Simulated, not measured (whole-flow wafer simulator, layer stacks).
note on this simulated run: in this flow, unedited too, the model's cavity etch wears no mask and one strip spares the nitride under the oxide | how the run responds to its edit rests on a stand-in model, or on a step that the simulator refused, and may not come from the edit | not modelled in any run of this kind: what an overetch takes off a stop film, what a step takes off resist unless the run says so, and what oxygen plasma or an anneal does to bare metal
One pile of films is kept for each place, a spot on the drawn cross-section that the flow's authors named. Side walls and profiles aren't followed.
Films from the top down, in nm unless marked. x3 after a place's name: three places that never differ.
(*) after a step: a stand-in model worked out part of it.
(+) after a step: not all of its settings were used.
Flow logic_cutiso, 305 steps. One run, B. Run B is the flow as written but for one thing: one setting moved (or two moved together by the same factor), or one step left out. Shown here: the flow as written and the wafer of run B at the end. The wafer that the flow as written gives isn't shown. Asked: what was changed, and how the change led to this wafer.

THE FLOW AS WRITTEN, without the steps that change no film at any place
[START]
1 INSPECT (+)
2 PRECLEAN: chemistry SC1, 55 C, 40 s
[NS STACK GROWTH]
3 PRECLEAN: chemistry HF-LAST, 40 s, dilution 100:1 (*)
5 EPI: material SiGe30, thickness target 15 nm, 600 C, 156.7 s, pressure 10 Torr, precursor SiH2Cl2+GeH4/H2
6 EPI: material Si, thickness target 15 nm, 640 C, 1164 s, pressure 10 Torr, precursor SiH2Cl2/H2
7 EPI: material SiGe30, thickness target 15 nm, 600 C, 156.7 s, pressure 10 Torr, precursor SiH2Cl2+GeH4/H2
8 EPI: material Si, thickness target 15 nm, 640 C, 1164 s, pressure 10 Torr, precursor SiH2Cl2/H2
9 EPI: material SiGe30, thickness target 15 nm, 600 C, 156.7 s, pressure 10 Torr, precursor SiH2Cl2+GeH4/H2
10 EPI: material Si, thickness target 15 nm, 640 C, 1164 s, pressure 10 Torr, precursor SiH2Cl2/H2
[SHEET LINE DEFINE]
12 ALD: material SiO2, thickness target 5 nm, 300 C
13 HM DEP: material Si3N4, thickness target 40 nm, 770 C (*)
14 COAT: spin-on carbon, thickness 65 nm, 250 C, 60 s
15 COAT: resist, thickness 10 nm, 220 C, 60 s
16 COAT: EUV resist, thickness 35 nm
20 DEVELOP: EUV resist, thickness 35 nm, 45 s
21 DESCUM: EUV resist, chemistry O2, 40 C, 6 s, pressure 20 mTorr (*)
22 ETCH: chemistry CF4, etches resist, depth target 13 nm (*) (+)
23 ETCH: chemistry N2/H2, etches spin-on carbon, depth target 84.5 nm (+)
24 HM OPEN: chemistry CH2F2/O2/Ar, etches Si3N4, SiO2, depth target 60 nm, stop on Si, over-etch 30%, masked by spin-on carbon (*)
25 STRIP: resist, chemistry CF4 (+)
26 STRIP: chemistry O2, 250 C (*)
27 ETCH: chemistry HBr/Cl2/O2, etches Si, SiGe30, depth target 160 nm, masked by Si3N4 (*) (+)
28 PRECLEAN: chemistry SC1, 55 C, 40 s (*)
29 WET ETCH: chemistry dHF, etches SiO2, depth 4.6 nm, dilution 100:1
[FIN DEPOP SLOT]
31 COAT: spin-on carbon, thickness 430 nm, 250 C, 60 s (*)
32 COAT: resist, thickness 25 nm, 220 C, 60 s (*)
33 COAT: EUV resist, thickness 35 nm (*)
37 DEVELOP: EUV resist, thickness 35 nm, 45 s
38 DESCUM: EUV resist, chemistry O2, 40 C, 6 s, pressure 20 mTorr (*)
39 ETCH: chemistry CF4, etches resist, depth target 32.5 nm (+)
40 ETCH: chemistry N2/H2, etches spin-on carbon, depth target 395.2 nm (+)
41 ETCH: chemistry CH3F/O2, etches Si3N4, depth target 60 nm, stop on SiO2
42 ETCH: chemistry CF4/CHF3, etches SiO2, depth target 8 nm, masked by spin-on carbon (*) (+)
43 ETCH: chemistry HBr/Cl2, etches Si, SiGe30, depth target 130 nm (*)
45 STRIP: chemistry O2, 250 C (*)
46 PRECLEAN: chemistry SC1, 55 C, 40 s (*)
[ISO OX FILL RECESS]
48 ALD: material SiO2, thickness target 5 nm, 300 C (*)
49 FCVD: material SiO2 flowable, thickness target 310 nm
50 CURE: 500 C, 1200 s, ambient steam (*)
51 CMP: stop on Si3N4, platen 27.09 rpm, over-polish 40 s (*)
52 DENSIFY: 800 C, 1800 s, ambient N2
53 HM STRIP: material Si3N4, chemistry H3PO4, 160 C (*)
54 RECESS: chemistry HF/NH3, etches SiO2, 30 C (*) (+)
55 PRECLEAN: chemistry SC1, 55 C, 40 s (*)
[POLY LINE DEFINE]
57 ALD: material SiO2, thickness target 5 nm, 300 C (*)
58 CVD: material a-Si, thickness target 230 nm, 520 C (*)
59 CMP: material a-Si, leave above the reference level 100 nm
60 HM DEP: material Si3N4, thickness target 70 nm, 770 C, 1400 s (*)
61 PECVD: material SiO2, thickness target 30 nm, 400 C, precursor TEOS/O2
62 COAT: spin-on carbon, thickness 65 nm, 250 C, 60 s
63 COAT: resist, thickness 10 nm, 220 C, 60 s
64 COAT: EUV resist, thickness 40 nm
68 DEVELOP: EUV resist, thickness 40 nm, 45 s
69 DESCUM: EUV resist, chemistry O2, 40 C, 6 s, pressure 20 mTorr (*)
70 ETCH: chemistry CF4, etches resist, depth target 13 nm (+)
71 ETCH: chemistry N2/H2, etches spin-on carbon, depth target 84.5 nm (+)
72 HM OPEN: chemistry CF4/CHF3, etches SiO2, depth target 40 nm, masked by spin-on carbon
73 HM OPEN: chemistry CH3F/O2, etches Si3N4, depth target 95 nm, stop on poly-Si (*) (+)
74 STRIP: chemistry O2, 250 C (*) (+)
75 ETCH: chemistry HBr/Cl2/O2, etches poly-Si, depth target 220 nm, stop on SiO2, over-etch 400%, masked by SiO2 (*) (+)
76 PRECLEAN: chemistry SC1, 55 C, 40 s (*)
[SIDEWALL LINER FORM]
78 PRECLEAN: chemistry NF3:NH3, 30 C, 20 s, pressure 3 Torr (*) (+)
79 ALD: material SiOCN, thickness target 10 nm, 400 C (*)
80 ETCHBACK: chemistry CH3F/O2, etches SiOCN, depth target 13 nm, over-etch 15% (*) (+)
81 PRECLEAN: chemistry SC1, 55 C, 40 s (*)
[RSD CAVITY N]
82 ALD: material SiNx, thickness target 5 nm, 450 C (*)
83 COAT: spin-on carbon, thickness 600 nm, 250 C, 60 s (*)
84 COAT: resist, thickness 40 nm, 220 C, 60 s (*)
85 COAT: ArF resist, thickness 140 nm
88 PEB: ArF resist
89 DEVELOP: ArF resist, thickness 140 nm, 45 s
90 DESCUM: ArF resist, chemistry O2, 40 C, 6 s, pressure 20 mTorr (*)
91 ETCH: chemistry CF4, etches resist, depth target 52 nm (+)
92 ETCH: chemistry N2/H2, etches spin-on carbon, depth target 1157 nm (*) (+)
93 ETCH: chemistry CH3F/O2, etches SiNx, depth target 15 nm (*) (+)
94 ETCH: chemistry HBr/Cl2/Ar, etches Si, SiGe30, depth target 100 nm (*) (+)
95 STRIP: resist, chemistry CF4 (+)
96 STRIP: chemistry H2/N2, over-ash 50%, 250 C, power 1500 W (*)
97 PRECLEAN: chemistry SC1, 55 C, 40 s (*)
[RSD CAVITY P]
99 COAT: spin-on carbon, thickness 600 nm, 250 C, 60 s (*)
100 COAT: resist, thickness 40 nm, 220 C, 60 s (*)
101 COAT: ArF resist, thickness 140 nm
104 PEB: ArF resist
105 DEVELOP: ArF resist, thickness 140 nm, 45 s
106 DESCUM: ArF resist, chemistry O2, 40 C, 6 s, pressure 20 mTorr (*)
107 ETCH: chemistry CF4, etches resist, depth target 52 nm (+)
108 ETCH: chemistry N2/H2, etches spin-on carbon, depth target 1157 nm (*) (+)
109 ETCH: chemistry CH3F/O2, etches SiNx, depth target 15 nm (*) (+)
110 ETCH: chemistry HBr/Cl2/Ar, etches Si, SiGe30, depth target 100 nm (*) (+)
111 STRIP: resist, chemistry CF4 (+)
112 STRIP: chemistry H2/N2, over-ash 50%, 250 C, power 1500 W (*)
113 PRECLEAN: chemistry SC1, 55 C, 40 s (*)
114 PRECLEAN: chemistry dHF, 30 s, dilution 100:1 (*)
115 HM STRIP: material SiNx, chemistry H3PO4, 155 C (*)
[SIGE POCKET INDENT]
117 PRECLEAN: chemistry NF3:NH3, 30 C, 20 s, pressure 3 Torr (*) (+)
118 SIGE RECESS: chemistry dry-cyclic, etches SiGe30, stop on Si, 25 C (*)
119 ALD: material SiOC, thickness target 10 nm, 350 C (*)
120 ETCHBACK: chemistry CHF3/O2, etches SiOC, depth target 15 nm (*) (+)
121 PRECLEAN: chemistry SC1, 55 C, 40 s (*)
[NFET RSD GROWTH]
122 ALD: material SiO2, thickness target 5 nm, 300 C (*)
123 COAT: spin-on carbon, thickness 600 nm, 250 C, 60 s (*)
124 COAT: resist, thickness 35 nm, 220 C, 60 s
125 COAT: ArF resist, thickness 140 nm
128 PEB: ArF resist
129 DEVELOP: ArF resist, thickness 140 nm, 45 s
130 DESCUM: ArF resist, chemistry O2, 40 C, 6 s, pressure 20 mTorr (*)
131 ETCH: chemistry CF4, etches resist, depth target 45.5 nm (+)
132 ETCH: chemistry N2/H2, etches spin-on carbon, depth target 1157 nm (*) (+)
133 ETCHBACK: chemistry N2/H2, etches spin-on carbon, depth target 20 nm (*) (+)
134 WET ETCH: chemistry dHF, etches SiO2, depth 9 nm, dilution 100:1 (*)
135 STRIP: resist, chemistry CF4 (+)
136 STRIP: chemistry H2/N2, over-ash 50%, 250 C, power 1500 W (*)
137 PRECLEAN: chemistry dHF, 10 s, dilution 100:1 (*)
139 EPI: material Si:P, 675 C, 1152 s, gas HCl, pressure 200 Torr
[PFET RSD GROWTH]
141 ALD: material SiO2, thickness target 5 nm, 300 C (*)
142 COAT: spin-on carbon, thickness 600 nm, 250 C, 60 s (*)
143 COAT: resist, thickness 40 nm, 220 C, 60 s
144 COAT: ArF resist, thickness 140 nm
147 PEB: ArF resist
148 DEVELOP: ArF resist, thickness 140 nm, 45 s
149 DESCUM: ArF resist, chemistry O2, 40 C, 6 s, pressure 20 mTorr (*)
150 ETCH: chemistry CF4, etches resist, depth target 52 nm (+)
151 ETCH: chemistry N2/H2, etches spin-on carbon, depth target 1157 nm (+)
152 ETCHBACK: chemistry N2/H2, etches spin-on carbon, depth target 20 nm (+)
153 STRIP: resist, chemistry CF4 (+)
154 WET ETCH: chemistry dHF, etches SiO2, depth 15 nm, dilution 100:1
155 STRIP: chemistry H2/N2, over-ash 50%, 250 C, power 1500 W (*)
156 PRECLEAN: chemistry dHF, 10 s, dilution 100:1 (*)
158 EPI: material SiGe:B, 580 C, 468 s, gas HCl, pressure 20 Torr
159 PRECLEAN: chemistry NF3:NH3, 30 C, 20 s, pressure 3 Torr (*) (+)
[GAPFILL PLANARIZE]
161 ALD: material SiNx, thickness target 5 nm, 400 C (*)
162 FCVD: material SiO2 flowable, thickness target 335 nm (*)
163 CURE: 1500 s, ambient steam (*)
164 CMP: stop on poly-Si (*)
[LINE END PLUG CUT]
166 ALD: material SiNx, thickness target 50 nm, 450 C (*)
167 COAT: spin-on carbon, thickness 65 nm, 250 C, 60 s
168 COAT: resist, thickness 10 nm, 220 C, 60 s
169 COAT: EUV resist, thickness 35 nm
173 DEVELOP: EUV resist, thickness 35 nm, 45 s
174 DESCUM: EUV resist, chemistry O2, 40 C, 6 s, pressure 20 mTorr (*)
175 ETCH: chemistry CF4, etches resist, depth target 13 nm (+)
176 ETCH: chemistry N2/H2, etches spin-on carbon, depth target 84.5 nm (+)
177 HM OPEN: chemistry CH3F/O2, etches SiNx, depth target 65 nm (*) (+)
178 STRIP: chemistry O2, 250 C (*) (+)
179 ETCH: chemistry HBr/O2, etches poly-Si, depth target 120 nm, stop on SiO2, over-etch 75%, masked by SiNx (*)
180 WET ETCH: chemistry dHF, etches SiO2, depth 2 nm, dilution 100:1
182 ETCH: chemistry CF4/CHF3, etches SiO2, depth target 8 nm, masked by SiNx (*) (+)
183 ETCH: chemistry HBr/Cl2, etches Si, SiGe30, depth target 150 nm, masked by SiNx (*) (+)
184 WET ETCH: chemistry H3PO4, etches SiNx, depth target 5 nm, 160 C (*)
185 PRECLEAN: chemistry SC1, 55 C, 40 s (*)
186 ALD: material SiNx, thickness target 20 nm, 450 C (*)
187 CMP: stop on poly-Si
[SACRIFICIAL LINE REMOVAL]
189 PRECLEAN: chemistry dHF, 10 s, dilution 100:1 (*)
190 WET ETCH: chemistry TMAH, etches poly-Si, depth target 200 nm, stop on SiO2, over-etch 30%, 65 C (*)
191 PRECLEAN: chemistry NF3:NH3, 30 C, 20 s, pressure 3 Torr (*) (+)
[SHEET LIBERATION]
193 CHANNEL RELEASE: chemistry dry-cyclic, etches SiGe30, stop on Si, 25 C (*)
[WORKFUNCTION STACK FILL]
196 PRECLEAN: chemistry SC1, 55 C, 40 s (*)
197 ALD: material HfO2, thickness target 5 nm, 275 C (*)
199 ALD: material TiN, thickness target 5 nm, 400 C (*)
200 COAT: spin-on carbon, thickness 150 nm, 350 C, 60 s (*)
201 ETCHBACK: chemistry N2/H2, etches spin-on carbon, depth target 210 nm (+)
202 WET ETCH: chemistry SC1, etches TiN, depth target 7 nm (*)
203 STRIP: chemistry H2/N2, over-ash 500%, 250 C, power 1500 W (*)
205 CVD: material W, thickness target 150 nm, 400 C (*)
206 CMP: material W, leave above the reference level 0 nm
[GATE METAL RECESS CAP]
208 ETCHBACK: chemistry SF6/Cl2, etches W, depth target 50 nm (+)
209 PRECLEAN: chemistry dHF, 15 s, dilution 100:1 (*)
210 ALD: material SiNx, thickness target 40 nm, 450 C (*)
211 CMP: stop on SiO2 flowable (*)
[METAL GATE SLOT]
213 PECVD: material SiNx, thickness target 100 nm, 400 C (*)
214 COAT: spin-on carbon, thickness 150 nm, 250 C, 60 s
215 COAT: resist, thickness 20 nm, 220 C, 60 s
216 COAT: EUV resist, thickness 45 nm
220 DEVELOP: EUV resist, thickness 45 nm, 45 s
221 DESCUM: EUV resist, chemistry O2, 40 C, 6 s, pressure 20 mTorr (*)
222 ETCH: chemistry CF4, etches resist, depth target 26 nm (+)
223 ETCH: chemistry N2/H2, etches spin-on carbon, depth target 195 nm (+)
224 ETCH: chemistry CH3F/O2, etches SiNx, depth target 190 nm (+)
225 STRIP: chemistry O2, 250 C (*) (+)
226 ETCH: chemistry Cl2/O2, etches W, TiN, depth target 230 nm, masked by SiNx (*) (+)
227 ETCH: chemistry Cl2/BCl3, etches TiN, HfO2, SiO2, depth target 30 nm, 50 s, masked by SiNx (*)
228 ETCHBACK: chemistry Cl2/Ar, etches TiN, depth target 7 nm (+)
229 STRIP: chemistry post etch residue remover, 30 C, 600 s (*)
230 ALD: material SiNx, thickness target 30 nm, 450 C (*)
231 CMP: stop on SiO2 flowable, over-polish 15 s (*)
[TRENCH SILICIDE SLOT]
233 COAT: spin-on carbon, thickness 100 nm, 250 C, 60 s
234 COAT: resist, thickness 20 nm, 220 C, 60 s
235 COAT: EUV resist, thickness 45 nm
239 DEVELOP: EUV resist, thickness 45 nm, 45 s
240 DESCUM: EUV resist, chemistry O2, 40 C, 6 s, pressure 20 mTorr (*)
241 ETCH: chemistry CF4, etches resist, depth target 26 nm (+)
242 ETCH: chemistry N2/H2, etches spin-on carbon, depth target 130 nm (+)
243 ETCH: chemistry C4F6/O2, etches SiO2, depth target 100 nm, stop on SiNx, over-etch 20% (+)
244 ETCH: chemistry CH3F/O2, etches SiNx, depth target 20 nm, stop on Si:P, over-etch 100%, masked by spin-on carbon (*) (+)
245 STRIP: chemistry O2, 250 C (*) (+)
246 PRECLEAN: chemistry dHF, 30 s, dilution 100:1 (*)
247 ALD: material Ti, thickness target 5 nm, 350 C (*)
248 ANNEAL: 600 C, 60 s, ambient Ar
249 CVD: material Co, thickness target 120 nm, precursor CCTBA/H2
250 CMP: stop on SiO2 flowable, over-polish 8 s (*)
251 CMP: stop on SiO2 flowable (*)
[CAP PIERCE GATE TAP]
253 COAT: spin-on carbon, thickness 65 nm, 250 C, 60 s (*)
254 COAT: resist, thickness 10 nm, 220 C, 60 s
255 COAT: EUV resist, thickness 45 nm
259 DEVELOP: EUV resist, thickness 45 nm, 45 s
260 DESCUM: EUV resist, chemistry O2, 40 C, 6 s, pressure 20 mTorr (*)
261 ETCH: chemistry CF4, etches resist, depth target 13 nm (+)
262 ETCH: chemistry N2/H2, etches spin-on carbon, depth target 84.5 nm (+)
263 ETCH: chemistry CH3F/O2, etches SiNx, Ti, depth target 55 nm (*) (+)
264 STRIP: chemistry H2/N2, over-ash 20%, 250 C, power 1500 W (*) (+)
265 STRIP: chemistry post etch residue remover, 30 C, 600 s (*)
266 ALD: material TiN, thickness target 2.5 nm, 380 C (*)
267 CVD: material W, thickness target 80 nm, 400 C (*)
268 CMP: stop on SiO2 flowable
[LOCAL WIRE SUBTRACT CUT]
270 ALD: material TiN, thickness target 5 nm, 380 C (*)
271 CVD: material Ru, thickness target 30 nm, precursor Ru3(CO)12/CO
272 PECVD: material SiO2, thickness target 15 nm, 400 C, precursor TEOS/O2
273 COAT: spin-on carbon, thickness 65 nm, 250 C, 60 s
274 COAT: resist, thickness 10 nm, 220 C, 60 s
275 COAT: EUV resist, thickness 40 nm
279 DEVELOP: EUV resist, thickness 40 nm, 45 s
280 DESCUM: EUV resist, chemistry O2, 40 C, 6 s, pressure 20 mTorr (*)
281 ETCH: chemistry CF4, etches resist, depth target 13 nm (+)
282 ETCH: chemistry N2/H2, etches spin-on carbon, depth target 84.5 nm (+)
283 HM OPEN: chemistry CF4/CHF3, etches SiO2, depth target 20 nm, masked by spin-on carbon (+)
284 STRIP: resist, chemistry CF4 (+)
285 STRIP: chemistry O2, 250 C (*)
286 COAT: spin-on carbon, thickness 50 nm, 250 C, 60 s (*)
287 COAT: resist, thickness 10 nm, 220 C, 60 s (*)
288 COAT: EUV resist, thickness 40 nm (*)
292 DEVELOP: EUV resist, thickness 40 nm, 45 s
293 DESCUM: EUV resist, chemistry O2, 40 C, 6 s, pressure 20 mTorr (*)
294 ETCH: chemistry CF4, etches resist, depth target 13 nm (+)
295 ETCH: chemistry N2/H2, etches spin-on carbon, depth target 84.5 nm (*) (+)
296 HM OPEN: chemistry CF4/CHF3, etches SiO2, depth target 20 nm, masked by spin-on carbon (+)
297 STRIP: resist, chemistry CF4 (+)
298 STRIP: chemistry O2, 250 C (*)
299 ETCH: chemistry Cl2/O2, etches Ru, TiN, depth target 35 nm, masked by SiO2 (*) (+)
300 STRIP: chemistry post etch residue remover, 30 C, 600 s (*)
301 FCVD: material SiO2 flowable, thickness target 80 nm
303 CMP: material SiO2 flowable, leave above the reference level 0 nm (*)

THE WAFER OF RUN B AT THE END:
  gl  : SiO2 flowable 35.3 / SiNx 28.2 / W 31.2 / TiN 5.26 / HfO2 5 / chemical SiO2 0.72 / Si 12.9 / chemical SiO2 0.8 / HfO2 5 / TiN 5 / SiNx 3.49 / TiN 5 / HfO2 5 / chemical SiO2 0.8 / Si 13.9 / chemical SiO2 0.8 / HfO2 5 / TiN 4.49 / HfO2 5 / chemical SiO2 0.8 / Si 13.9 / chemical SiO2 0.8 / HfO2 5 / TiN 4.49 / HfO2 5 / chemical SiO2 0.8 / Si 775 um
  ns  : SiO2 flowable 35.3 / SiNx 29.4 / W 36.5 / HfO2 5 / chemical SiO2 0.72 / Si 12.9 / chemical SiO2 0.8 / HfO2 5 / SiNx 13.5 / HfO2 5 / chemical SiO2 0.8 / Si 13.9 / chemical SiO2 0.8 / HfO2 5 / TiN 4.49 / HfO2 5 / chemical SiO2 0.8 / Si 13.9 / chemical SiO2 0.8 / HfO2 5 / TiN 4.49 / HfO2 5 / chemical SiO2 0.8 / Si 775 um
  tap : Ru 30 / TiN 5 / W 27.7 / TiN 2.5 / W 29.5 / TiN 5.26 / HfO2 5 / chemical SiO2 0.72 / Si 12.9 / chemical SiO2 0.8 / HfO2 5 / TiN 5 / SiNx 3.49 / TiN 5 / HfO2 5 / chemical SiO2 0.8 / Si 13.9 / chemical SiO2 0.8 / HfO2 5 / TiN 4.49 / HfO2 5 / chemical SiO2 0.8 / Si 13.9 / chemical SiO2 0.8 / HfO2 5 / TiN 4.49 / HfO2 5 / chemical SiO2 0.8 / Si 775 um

The cause: step 9, EPI: 250.7 s was run, where the flow has 156.7 s.

How the change led to this, step by step:
  9 EPI: material SiGe30, thickness target 15 nm, 600 C, 156.7 s, pressure 10 Torr, precursor SiH2Cl2+GeH4/H2
      depop, dpovl, gfld and 19 more: SiGe30 +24 (new film) (as written it would be: SiGe30 +15 (new film))
  27 ETCH: chemistry HBr/Cl2/O2, etches Si, SiGe30, depth target 160 nm, masked by Si3N4 (*) (+)
      gfld, gxf, iso, lnri: chemical SiO2 -0.79 (all of it), Si -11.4 (all of it), SiGe30 -24 (all of it), Si -15 (all of it), SiGe30 -15 (all of it), Si -15 (all of it), SiGe30 -15 (all of it), Si -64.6 (as written it would be: chemical SiO2 -0.79 (all of it), Si -11.4 (all of it), SiGe30 -15 (all of it), Si -15 (all of it), SiGe30 -15 (all of it), Si -15 (all of it), SiGe30 -15 (all of it), Si -73.6)
      dpovl, nsgap: chemical SiO2 -0.79 (all of it), Si -11.8 (all of it), SiGe30 -24 (all of it), Si -15 (all of it), SiGe30 -15 (all of it), Si -15 (all of it), SiGe30 -15 (all of it), Si -64.2 (as written it would be: chemical SiO2 -0.79 (all of it), Si -11.8 (all of it), SiGe30 -15 (all of it), Si -15 (all of it), SiGe30 -15 (all of it), Si -15 (all of it), SiGe30 -15 (all of it), Si -73.2)
      (and at 1 more place)
  43 ETCH: chemistry HBr/Cl2, etches Si, SiGe30, depth target 130 nm (*)
      depop: Si -14 (all of it), SiGe30 -24 (all of it), Si -15 (all of it), SiGe30 -15 (all of it), Si -15 (all of it), SiGe30 -15 (all of it), Si -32 (as written it would be: Si -14 (all of it), SiGe30 -15 (all of it), Si -15 (all of it), SiGe30 -15 (all of it), Si -15 (all of it), SiGe30 -15 (all of it), Si -41)
  94 ETCH: chemistry HBr/Cl2/Ar, etches Si, SiGe30, depth target 100 nm (*) (+)
      rsdn, rsdx: chemical SiO2 -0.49 (all of it), Si -12.8 (all of it), SiGe30 -24 (all of it), Si -15 (all of it), SiGe30 -15 (all of it), Si -15 (all of it), SiGe30 -15 (all of it), Si -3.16 (as written it would be: chemical SiO2 -0.49 (all of it), Si -12.8 (all of it), SiGe30 -15 (all of it), Si -15 (all of it), SiGe30 -15 (all of it), Si -15 (all of it), SiGe30 -15 (all of it), Si -12.2)
  110 ETCH: chemistry HBr/Cl2/Ar, etches Si, SiGe30, depth target 100 nm (*) (+)
      rsdp, rsdw: chemical SiO2 -0.49 (all of it), Si -12.8 (all of it), SiGe30 -24 (all of it), Si -15 (all of it), SiGe30 -15 (all of it), Si -15 (all of it), SiGe30 -15 (all of it), Si -3.16 (as written it would be: chemical SiO2 -0.49 (all of it), Si -12.8 (all of it), SiGe30 -15 (all of it), Si -15 (all of it), SiGe30 -15 (all of it), Si -15 (all of it), SiGe30 -15 (all of it), Si -12.2)
  118 SIGE RECESS: chemistry dry-cyclic, etches SiGe30, stop on Si, 25 C (*)
      lnr, lnrp, lnrt: SiOCN -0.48, Si -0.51, cavity +25 (new film), SiGe30 -24 (all of it), Si -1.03, cavity +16 (new film), SiGe30 -15 (all of it), Si -1.03, cavity +16 (new film), SiGe30 -15 (all of it), Si -0.51 (as written it would be: SiOCN -0.48, Si -0.51, cavity +16 (new film), SiGe30 -15 (all of it), Si -1.03, cavity +16 (new film), SiGe30 -15 (all of it), Si -1.03, cavity +16 (new film), SiGe30 -15 (all of it), Si -0.51)
  119 ALD: material SiOC, thickness target 10 nm, 350 C (*)
      lnr, lnrp, lnrt: SiOC +10 (new film), SiOC +25 (new film), cavity -25 (all of it), SiOC +16 (new film), cavity -16 (all of it), SiOC +16 (new film), cavity -16 (all of it) (as written it would be: SiOC +10 (new film), SiOC +16 (new film), cavity -16 (all of it), SiOC +16 (new film), cavity -16 (all of it), SiOC +16 (new film), cavity -16 (all of it))
  183 ETCH: chemistry HBr/Cl2, etches Si, SiGe30, depth target 150 nm, masked by SiNx (*) (+)
      plug: Si -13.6 (all of it), SiGe30 -24 (all of it), Si -15 (all of it), SiGe30 -15 (all of it), Si -15 (all of it), SiGe30 -15 (all of it), Si -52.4 (as written it would be: Si -13.6 (all of it), SiGe30 -15 (all of it), Si -15 (all of it), SiGe30 -15 (all of it), Si -15 (all of it), SiGe30 -15 (all of it), Si -61.4)
  193 CHANNEL RELEASE: chemistry dry-cyclic, etches SiGe30, stop on Si, 25 C (*)
      gl, glp, gxn, gxp, ns, tap: chemical SiO2 +0.8 (new film), Si -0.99, chemical SiO2 +0.8 (new film), cavity +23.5 (new film), chemical SiO2 +0.8 (new film), SiGe30 -24 (all of it), Si -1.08, chemical SiO2 +0.8 (new film), cavity +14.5 (new film), chemical SiO2 +0.8 (new film), SiGe30 -15 (all of it), Si -1.08, chemical SiO2 +0.8 (new film), cavity +14.5 (new film), chemical SiO2 +0.8 (new film), SiGe30 -15 (all of it), Si -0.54 (as written it would be: chemical SiO2 +0.8 (new film), Si -0.99, chemical SiO2 +0.8 (new film), cavity +14.5 (new film), chemical SiO2 +0.8 (new film), SiGe30 -15 (all of it), Si -1.08, chemical SiO2 +0.8 (new film), cavity +14.5 (new film), chemical SiO2 +0.8 (new film), SiGe30 -15 (all of it), Si -1.08, chemical SiO2 +0.8 (new film), cavity +14.5 (new film), chemical SiO2 +0.8 (new film), SiGe30 -15 (all of it), Si -0.54)
  199 ALD: material TiN, thickness target 5 nm, 400 C (*)
      gl, glp, tap: TiN +5.26 (new film), TiN +5 (new film), cavity -10, TiN +5 (new film), TiN +4.49 (new film), cavity -4.49 (all of it), TiN +4.49 (new film), cavity -4.49 (all of it) (as written it would be: TiN +5.26 (new film), TiN +4.49 (new film), cavity -4.49 (all of it), TiN +4.49 (new film), cavity -4.49 (all of it), TiN +4.49 (new film), cavity -4.49 (all of it))
      gxn, gxp, ns: TiN +5 (new film), TiN +5 (new film), cavity -10, TiN +5 (new film), TiN +4.49 (new film), cavity -4.49 (all of it), TiN +4.49 (new film), cavity -4.49 (all of it) (as written it would be: TiN +5 (new film), TiN +4.49 (new film), cavity -4.49 (all of it), TiN +4.49 (new film), cavity -4.49 (all of it), TiN +4.49 (new film), cavity -4.49 (all of it))
  202 WET ETCH: chemistry SC1, etches TiN, depth target 7 nm (*)
      ns: TiN -5 (all of it), TiN -5 (all of it), cavity +10, TiN -5 (all of it) (as written it would be: TiN -5 (all of it))
  210 ALD: material SiNx, thickness target 40 nm, 450 C (*)
      gl, glp, gxn, gxp, tap: SiNx +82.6 (new film), SiNx +3.49 (new film), cavity -3.49 (all of it) (as written it would be: SiNx +82.6 (new film))
      ns: SiNx +40 (new film), SiNx +13.5 (new film), cavity -13.5 (all of it) (as written it would be: SiNx +40 (new film))
Counting metal films that touch as one body, gl has 5 bodies (between them, from the top down: HfO2 5 / chemical SiO2 0.72 / Si 12.9 / chemical SiO2 0.8 / HfO2 5; SiNx 3.49; HfO2 5 / chemical SiO2 0.8 / Si 13.9 / chemical SiO2 0.8 / HfO2 5; HfO2 5 / chemical SiO2 0.8 / Si 13.9 / chemical SiO2 0.8 / HfO2 5); the flow as written gives 4 bodies (between them, from the top down: HfO2 5 / chemical SiO2 0.72 / Si 12.9 / chemical SiO2 0.8 / HfO2 5; HfO2 5 / chemical SiO2 0.8 / Si 13.9 / chemical SiO2 0.8 / HfO2 5; HfO2 5 / chemical SiO2 0.8 / Si 13.9 / chemical SiO2 0.8 / HfO2 5).
Counting metal films that touch as one body, ns has 3 bodies (between them, from the top down: HfO2 5 / chemical SiO2 0.72 / Si 12.9 / chemical SiO2 0.8 / HfO2 5 / SiNx 13.5 / HfO2 5 / chemical SiO2 0.8 / Si 13.9 / chemical SiO2 0.8 / HfO2 5; HfO2 5 / chemical SiO2 0.8 / Si 13.9 / chemical SiO2 0.8 / HfO2 5); the flow as written gives 4 bodies (between them, from the top down: HfO2 5 / chemical SiO2 0.72 / Si 12.9 / chemical SiO2 0.8 / HfO2 5; HfO2 5 / chemical SiO2 0.8 / Si 13.9 / chemical SiO2 0.8 / HfO2 5; HfO2 5 / chemical SiO2 0.8 / Si 13.9 / chemical SiO2 0.8 / HfO2 5).
Counting metal films that touch as one body, tap has 5 bodies (between them, from the top down: HfO2 5 / chemical SiO2 0.72 / Si 12.9 / chemical SiO2 0.8 / HfO2 5; SiNx 3.49; HfO2 5 / chemical SiO2 0.8 / Si 13.9 / chemical SiO2 0.8 / HfO2 5; HfO2 5 / chemical SiO2 0.8 / Si 13.9 / chemical SiO2 0.8 / HfO2 5); the flow as written gives 4 bodies (between them, from the top down: HfO2 5 / chemical SiO2 0.72 / Si 12.9 / chemical SiO2 0.8 / HfO2 5; HfO2 5 / chemical SiO2 0.8 / Si 13.9 / chemical SiO2 0.8 / HfO2 5; HfO2 5 / chemical SiO2 0.8 / Si 13.9 / chemical SiO2 0.8 / HfO2 5).
